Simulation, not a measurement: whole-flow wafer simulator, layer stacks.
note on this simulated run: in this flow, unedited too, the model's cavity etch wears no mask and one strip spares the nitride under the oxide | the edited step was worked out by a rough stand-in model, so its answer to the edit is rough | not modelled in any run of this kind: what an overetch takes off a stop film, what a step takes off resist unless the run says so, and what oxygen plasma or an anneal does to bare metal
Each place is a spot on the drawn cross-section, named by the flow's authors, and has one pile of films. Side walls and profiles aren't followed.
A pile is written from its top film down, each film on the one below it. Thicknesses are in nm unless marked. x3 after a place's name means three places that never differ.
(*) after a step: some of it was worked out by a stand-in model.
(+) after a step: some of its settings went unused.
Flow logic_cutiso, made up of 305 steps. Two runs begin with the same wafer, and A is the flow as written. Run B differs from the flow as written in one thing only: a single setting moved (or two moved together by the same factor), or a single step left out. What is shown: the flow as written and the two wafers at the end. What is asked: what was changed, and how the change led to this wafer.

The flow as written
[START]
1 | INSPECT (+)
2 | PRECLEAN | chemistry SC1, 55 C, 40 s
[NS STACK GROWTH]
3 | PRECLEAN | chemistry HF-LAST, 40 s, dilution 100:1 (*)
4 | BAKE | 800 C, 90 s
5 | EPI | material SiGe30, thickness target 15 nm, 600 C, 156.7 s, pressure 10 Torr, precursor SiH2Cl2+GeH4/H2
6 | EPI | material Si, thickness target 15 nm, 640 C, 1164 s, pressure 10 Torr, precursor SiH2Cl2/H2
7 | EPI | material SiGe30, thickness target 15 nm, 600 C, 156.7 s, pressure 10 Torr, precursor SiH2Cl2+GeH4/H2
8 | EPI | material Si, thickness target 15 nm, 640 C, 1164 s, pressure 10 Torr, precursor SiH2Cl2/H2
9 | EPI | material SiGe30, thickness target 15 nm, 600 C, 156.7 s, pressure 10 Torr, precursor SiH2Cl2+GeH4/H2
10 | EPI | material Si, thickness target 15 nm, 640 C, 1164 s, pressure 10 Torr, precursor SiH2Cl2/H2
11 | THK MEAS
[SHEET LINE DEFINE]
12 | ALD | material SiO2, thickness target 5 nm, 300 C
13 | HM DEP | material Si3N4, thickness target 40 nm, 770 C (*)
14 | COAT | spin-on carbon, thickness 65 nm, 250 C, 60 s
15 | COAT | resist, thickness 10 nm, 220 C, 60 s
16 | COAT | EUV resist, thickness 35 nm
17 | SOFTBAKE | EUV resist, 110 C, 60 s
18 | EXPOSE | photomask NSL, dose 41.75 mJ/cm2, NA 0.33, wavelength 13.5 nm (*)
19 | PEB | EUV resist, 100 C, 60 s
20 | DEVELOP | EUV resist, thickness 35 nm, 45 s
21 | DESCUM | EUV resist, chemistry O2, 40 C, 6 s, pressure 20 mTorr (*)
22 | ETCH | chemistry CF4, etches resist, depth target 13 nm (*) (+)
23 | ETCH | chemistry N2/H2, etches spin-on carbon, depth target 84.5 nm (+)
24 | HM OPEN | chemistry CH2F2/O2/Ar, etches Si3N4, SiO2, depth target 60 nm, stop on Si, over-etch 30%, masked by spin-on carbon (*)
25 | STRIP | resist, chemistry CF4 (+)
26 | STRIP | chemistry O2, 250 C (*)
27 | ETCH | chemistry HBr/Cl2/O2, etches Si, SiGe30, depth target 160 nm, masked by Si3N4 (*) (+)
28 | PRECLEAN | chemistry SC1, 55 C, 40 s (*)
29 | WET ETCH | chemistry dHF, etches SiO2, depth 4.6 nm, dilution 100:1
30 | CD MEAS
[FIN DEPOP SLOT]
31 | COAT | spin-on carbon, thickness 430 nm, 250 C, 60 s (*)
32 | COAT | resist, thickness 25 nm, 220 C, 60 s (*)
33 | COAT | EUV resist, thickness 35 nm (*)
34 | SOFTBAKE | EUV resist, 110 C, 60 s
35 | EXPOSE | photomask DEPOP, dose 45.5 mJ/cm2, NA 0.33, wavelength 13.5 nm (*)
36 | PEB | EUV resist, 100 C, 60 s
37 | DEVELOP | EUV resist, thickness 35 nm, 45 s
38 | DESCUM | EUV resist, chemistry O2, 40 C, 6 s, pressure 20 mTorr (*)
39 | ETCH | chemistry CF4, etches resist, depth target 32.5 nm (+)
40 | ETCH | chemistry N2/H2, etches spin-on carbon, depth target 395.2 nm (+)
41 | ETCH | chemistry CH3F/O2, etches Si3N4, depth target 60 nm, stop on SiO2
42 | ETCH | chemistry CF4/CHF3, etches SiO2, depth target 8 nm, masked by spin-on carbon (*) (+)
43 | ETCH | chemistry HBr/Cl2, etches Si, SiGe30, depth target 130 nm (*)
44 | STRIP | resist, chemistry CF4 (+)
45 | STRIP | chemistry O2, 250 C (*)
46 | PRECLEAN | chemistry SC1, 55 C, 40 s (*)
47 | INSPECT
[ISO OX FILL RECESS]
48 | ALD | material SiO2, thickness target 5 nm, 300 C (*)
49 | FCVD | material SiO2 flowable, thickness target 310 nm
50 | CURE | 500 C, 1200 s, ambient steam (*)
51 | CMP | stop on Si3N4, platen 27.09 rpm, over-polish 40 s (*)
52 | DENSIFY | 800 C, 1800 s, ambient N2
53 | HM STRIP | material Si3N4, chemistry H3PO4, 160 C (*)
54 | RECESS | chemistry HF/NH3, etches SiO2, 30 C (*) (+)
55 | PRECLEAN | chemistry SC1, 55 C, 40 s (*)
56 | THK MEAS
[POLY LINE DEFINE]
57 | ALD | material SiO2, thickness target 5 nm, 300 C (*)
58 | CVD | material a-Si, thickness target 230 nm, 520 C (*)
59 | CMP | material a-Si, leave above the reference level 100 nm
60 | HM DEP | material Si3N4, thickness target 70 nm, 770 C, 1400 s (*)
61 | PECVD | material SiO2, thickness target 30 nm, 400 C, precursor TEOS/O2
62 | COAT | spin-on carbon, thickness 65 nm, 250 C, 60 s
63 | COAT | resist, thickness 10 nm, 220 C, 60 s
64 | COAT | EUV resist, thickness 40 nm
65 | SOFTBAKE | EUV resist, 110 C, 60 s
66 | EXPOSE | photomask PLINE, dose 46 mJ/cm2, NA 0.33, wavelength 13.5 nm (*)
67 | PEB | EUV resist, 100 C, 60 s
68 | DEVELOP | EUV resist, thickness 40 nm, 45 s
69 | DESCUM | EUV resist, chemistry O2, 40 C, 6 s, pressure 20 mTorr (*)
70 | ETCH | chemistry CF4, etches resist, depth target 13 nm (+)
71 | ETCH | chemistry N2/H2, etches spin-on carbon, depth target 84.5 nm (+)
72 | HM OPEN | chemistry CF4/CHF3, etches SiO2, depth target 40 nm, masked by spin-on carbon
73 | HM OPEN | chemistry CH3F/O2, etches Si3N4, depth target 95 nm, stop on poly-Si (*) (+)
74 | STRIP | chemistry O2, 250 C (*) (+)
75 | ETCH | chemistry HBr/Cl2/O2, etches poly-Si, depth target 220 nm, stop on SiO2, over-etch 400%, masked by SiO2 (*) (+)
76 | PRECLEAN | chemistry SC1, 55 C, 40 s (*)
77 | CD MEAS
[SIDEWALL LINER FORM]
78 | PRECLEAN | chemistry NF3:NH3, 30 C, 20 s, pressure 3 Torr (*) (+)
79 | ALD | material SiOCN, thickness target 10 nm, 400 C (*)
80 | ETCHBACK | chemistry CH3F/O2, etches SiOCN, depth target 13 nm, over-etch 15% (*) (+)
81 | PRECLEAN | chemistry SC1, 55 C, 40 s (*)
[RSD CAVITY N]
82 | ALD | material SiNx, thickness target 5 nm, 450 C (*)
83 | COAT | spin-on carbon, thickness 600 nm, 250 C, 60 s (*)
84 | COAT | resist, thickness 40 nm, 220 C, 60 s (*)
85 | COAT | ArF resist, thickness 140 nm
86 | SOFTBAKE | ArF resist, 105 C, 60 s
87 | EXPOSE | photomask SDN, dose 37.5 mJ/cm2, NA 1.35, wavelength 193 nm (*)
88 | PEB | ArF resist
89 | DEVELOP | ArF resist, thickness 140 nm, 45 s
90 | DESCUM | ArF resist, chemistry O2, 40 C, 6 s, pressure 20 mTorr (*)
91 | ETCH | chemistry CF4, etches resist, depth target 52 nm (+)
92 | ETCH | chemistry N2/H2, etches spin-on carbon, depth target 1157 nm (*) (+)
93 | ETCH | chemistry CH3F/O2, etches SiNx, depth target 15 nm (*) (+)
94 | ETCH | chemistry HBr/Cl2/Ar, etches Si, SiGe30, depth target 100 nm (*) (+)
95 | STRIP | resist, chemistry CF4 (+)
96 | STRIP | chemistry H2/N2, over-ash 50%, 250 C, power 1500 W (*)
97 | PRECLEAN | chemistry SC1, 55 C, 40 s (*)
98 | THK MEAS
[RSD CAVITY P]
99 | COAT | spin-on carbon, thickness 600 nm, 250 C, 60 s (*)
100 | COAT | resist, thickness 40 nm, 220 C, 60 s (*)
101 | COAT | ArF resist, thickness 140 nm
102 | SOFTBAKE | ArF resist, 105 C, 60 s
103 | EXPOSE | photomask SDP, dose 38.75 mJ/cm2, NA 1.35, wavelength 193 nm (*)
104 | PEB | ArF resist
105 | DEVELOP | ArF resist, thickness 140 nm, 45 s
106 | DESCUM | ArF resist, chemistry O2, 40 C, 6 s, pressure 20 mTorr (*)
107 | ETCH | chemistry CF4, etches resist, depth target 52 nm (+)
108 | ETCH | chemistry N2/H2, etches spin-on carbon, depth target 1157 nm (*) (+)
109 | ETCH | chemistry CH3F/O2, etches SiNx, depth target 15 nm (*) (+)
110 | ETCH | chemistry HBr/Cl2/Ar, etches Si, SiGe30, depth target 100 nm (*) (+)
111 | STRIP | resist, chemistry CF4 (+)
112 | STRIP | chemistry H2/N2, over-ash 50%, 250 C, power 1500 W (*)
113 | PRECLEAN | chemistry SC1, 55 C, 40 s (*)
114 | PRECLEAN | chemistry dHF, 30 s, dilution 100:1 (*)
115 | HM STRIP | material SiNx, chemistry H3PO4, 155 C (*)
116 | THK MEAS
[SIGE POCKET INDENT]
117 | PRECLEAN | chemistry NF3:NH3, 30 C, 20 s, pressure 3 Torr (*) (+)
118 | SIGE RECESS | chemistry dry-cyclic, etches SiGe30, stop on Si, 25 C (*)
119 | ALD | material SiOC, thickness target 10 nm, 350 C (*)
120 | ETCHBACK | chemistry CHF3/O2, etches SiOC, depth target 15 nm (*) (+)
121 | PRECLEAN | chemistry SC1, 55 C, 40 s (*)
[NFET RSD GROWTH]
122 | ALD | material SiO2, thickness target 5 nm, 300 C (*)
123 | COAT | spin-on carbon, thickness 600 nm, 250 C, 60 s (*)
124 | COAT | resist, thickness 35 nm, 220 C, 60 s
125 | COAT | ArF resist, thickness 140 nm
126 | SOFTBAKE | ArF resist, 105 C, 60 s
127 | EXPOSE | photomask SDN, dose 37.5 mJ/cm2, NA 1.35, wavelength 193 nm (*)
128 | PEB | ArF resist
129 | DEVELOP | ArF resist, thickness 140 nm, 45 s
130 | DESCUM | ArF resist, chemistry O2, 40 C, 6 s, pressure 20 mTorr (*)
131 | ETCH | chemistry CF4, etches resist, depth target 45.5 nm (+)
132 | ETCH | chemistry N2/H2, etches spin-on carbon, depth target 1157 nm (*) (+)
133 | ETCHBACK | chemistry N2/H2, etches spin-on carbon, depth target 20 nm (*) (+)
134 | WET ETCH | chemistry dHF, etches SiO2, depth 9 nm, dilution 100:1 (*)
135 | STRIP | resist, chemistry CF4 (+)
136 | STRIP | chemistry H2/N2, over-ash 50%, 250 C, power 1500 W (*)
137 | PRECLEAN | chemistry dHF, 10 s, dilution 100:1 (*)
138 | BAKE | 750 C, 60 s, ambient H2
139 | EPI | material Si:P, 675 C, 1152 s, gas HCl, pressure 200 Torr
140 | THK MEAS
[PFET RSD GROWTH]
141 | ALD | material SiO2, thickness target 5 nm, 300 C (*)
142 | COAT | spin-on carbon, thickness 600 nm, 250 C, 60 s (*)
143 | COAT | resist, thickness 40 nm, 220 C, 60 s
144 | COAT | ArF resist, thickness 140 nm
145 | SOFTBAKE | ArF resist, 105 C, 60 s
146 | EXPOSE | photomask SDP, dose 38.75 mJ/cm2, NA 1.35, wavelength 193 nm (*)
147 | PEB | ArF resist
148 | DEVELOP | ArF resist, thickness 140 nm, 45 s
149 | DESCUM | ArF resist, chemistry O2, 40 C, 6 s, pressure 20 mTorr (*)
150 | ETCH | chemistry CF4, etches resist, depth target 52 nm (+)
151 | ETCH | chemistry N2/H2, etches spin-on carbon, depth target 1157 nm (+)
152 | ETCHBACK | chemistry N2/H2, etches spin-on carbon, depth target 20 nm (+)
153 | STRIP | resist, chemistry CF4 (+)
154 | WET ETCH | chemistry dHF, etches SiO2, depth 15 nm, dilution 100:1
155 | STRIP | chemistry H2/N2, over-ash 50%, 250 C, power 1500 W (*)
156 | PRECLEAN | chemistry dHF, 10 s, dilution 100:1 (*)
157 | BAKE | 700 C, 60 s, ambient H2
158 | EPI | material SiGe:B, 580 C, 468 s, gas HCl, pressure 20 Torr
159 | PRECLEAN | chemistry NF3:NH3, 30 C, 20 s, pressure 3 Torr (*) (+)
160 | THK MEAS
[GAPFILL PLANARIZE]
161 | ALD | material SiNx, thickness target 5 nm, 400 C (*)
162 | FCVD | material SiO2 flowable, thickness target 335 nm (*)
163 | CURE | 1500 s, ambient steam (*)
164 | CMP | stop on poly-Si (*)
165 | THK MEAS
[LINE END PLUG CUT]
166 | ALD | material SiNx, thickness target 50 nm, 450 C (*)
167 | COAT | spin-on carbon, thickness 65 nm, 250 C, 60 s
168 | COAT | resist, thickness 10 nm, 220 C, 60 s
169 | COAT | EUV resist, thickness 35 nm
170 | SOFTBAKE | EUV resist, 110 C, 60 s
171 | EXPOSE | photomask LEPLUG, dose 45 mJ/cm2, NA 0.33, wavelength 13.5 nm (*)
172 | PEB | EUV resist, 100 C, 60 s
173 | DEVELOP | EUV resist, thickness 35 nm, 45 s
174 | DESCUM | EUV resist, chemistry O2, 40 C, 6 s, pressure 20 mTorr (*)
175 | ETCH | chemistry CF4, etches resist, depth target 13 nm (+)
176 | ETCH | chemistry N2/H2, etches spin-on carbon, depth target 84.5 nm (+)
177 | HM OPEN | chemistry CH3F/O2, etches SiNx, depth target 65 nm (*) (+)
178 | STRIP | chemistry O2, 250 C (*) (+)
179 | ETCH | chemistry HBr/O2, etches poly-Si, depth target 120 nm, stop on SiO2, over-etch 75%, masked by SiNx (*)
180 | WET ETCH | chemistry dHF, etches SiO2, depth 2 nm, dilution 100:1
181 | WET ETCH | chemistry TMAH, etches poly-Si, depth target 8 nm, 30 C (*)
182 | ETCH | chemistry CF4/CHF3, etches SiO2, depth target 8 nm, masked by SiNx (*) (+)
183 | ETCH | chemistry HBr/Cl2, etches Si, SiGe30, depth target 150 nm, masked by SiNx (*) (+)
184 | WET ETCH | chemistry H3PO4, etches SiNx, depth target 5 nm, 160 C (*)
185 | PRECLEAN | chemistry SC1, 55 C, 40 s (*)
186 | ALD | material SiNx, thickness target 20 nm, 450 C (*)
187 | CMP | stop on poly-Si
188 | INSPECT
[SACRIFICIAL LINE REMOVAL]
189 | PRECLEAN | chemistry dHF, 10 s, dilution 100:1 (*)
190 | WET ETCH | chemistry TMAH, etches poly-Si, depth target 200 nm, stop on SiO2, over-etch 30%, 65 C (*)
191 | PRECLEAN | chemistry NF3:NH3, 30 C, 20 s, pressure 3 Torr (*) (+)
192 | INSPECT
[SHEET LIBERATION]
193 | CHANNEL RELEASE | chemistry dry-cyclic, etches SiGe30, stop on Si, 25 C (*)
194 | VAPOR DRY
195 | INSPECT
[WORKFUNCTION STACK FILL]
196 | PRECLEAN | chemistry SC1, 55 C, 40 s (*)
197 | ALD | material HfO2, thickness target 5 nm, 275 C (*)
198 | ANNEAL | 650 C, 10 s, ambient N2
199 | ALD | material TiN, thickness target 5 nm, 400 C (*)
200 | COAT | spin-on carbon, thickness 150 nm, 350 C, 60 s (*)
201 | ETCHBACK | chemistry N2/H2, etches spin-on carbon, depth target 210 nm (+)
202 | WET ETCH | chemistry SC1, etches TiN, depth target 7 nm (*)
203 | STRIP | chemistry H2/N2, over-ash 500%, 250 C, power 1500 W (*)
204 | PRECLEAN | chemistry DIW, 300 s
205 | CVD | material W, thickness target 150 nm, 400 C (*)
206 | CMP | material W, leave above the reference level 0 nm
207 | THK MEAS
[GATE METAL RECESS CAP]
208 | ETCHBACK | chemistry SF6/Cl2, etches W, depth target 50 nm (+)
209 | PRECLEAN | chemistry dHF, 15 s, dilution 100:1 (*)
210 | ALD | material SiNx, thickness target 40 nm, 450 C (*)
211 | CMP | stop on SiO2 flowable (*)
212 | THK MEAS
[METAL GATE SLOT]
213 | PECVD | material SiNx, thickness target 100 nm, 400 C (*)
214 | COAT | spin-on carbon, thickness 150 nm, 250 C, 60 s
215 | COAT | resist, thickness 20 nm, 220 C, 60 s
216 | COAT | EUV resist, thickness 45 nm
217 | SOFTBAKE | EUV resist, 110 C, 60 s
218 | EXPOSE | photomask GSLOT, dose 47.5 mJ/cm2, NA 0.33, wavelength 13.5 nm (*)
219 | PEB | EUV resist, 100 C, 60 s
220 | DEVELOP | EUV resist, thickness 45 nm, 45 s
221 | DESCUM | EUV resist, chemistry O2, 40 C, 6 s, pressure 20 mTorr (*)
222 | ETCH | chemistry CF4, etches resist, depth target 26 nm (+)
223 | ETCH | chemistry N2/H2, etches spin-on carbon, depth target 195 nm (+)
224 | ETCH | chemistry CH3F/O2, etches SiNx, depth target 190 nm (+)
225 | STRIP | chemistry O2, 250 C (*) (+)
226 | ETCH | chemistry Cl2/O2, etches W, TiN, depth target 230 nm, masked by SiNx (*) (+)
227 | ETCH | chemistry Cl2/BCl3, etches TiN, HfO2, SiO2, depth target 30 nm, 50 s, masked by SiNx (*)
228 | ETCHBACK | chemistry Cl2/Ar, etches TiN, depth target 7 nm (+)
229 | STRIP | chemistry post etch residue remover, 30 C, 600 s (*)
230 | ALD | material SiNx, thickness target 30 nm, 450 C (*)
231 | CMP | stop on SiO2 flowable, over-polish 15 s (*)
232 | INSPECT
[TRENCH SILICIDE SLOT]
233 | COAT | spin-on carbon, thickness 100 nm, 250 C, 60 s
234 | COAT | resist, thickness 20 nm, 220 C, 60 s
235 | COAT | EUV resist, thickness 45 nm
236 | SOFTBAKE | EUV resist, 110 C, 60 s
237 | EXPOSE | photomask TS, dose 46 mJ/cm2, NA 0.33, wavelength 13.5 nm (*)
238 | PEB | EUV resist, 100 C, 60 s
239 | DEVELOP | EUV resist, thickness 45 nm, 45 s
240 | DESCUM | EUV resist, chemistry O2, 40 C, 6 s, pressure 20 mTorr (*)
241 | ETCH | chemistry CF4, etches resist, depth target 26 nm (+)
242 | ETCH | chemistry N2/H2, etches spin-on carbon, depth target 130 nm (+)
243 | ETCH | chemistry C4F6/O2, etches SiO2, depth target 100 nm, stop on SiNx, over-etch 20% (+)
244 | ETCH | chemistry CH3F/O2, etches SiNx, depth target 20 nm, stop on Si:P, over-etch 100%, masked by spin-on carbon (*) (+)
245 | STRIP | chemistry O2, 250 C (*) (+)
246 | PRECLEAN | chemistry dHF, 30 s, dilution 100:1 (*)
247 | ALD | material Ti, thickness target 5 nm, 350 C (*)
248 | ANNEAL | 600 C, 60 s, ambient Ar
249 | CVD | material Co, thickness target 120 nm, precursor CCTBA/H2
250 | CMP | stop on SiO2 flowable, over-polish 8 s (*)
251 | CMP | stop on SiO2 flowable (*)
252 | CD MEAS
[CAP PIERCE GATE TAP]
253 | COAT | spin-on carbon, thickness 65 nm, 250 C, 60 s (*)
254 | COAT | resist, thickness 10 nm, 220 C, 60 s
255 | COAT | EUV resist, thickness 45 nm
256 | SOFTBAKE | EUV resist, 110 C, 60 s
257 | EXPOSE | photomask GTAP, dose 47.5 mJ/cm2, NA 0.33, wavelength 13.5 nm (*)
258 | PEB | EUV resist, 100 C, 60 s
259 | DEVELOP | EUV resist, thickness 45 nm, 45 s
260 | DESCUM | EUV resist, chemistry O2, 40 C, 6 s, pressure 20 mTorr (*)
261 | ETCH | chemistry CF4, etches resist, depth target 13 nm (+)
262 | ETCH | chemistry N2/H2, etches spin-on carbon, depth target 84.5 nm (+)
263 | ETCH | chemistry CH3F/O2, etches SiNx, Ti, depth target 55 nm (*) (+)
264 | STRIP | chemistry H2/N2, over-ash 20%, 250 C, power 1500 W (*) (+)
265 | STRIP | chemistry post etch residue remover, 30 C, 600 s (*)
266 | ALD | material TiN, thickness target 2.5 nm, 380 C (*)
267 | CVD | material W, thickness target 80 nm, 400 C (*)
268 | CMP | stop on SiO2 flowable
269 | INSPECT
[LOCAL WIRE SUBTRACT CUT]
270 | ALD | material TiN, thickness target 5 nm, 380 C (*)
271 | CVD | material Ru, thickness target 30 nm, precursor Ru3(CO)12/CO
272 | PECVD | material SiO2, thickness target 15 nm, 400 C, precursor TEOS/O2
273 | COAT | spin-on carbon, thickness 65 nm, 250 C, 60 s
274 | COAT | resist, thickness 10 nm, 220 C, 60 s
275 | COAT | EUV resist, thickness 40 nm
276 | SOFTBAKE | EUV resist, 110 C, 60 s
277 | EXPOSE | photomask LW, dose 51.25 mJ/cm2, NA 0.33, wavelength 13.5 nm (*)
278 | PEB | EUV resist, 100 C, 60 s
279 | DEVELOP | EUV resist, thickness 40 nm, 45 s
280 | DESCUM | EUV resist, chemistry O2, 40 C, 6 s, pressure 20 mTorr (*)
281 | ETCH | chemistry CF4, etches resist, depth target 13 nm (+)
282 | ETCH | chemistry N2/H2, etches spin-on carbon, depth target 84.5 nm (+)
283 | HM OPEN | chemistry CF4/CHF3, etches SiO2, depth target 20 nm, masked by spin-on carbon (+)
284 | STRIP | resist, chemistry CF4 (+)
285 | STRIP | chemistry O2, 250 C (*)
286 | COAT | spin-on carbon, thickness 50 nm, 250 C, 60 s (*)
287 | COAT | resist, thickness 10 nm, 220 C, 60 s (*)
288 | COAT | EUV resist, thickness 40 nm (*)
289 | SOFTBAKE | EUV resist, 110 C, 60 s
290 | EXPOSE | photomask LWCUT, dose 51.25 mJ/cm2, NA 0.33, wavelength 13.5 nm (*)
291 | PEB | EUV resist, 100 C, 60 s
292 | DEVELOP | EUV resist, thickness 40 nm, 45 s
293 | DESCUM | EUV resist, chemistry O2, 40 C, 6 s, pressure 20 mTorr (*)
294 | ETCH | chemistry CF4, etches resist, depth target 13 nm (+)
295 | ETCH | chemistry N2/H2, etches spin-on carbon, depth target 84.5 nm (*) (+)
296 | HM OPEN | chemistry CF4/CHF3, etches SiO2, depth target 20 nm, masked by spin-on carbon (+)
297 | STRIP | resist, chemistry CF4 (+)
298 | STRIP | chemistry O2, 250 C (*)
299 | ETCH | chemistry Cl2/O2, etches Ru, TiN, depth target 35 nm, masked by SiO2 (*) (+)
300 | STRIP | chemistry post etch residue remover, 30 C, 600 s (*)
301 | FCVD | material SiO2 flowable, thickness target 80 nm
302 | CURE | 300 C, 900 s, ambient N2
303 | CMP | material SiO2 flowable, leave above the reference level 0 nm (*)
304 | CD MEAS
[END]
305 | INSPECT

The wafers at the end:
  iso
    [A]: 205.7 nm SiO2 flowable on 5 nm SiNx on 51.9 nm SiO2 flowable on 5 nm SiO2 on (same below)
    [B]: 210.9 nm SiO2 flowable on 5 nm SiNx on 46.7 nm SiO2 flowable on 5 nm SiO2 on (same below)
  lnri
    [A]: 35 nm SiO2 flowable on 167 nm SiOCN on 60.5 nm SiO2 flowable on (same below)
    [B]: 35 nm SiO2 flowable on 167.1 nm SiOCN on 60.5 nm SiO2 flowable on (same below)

What caused this: step 120, ETCHBACK: depth target 20.2 nm was run, whereas the flow has depth target 15 nm.

How this came from the change, step by step:
  120 | ETCHBACK | chemistry CHF3/O2, etches SiOC, depth target 15 nm (*) (+)
      depop, dpovl, gfld, gxf, isow, ns, nsgap, plug: A -10 SiOC (all of it), -5 SiO2 | B -10 SiOC (all of it), -9.64 SiO2 (all of it), -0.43 Si3N4
      gxn: A -11 SiOC (all of it), -4.21 SiO2 (all of it) | B -11 SiOC (all of it), -4.21 SiO2 (all of it), -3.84 Si3N4
      (as well as at 9 more places)
  122 | ALD | material SiO2, thickness target 5 nm, 300 C (*)
      depop, dpovl, gfld, gxf, isow, ns, nsgap, plug: A +5 SiO2 | B +5 SiO2 (new film)
      gxn: A +6.76 SiO2 (new film) | B +5.78 SiO2 (new film)
      (as well as at 1 more place)
  132 | ETCH | chemistry N2/H2, etches spin-on carbon, depth target 1157 nm (*) (+)
      gxn: A -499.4 spin-on carbon (all of it), -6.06 SiO2 | B -501.7 spin-on carbon (all of it), -5.78 SiO2 (all of it), -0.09 Si3N4
  133 | ETCHBACK | chemistry N2/H2, etches spin-on carbon, depth target 20 nm (*) (+)
      gxn: A -0.7 SiO2 (all of it), -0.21 Si3N4 | B -0.56 Si3N4
  141 | ALD | material SiO2, thickness target 5 nm, 300 C (*)
      gxn: A +10.1 SiO2 (new film) | B +11.9 SiO2 (new film)
      gxp: A +5 SiO2 | B +5.82 SiO2
  159 | PRECLEAN | chemistry NF3:NH3, 30 C, 20 s, pressure 3 Torr (*) (+)
      depop, dpovl, gfld, gxf, isow, ns, nsgap, plug: A -7.43 SiO2 | B -6.96 SiO2 (all of it), -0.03 Si3N4
  164 | CMP | stop on poly-Si (*)
      depop, dpovl, isow, ns, nsgap: A -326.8 SiO2 flowable (all of it), -5 SiNx (all of it), -4.13 SiO2 (all of it), -70 Si3N4 (all of it) | B -326.8 SiO2 flowable (all of it), -5 SiNx (all of it), -69.5 Si3N4 (all of it)
      gfld, gxf: A -251.9 SiO2 flowable (all of it), -5 SiNx (all of it), -4.13 SiO2 (all of it), -70 Si3N4 (all of it) | B -254.2 SiO2 flowable (all of it), -5 SiNx (all of it), -69.5 Si3N4 (all of it)
      (as well as at 10 more places)
